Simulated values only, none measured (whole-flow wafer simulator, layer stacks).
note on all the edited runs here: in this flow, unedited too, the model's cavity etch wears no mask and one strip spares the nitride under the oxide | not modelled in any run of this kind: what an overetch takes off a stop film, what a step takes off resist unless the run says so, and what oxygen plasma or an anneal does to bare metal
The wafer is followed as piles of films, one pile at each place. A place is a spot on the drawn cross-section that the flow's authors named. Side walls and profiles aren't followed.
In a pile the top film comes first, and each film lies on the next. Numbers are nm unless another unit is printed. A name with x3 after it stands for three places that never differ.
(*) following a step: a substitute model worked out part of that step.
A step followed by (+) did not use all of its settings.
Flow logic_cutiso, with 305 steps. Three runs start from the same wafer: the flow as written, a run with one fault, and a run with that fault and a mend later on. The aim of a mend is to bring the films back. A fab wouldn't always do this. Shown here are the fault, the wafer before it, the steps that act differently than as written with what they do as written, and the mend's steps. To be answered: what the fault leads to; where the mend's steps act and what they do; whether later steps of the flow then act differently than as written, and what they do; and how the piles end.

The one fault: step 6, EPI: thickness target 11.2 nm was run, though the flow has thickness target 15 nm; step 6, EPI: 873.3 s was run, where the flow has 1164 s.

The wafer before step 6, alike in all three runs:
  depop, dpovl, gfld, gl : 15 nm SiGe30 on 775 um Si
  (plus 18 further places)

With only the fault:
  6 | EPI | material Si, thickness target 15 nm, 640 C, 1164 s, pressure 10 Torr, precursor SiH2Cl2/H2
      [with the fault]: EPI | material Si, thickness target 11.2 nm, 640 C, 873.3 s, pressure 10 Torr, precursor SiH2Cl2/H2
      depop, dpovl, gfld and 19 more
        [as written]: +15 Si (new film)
        [with the fault]: +11.3 Si (new film)
  Later steps of the flow acting differently than as written (not shown: 3 more steps that differ only slightly, by at most 2% or 0.5 nm, whichever is larger):
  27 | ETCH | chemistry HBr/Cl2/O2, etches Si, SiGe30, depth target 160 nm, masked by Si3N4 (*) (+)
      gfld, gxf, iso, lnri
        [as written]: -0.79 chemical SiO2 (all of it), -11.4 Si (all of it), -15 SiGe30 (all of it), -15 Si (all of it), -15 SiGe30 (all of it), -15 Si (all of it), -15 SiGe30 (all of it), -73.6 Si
        [with the fault]: -0.79 chemical SiO2 (all of it), -11.4 Si (all of it), -15 SiGe30 (all of it), -15 Si (all of it), -15 SiGe30 (all of it), -11.3 Si (all of it), -15 SiGe30 (all of it), -77.4 Si
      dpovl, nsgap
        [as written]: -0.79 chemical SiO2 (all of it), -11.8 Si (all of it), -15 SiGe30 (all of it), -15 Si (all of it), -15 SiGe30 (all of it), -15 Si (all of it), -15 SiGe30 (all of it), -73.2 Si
        [with the fault]: -0.79 chemical SiO2 (all of it), -11.8 Si (all of it), -15 SiGe30 (all of it), -15 Si (all of it), -15 SiGe30 (all of it), -11.3 Si (all of it), -15 SiGe30 (all of it), -77 Si
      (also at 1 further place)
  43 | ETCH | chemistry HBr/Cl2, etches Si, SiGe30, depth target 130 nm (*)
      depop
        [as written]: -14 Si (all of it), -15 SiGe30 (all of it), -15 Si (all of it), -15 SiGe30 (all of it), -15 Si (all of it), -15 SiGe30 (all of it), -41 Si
        [with the fault]: -14 Si (all of it), -15 SiGe30 (all of it), -15 Si (all of it), -15 SiGe30 (all of it), -11.3 Si (all of it), -15 SiGe30 (all of it), -44.7 Si
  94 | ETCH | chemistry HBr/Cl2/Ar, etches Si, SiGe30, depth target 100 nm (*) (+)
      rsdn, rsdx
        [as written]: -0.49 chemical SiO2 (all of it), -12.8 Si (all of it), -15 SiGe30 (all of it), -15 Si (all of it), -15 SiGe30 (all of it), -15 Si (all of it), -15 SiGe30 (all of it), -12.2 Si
        [with the fault]: -0.49 chemical SiO2 (all of it), -12.8 Si (all of it), -15 SiGe30 (all of it), -15 Si (all of it), -15 SiGe30 (all of it), -11.3 Si (all of it), -15 SiGe30 (all of it), -15.9 Si
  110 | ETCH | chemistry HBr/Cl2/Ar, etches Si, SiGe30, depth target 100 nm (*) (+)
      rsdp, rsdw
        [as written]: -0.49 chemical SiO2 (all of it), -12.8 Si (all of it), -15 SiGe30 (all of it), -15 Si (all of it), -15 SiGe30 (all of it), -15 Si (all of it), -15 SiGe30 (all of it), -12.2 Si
        [with the fault]: -0.49 chemical SiO2 (all of it), -12.8 Si (all of it), -15 SiGe30 (all of it), -15 Si (all of it), -15 SiGe30 (all of it), -11.3 Si (all of it), -15 SiGe30 (all of it), -15.9 Si
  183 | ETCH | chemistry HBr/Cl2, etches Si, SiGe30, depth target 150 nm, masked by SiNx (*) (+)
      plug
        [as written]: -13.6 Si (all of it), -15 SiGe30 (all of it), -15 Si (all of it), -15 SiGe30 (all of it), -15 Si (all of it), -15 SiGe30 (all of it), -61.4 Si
        [with the fault]: -13.6 Si (all of it), -15 SiGe30 (all of it), -15 Si (all of it), -15 SiGe30 (all of it), -11.3 Si (all of it), -15 SiGe30 (all of it), -65.2 Si
  At gl, glp, gxn and 6 more, the piles at the end differ from the flow's by more than 2% or 0.5 nm, whichever is larger.
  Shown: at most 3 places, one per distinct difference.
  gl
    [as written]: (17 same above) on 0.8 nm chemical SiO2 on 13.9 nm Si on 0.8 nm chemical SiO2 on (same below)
    [with the fault]: (17 same above) on 0.8 nm chemical SiO2 on 10.2 nm Si on 0.8 nm chemical SiO2 on (same below)
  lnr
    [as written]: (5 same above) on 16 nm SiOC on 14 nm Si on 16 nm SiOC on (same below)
    [with the fault]: (5 same above) on 16 nm SiOC on 10.2 nm Si on 16 nm SiOC on (same below)
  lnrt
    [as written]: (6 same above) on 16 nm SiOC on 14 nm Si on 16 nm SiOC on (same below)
    [with the fault]: (6 same above) on 16 nm SiOC on 10.2 nm Si on 16 nm SiOC on (same below)

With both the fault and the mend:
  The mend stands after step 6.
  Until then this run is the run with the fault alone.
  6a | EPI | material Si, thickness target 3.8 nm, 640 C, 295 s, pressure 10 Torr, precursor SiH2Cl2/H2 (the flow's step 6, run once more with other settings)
      depop, dpovl, gfld and 19 more
        +3.8 Si
  Later steps of the flow that are run all act as written at every place that is followed, up to a difference of at most 2% or 0.5 nm, whichever is larger.
  At the end the piles are close to the flow's at the places that both follow, differing by at most 2% or 0.5 nm, whichever is larger.
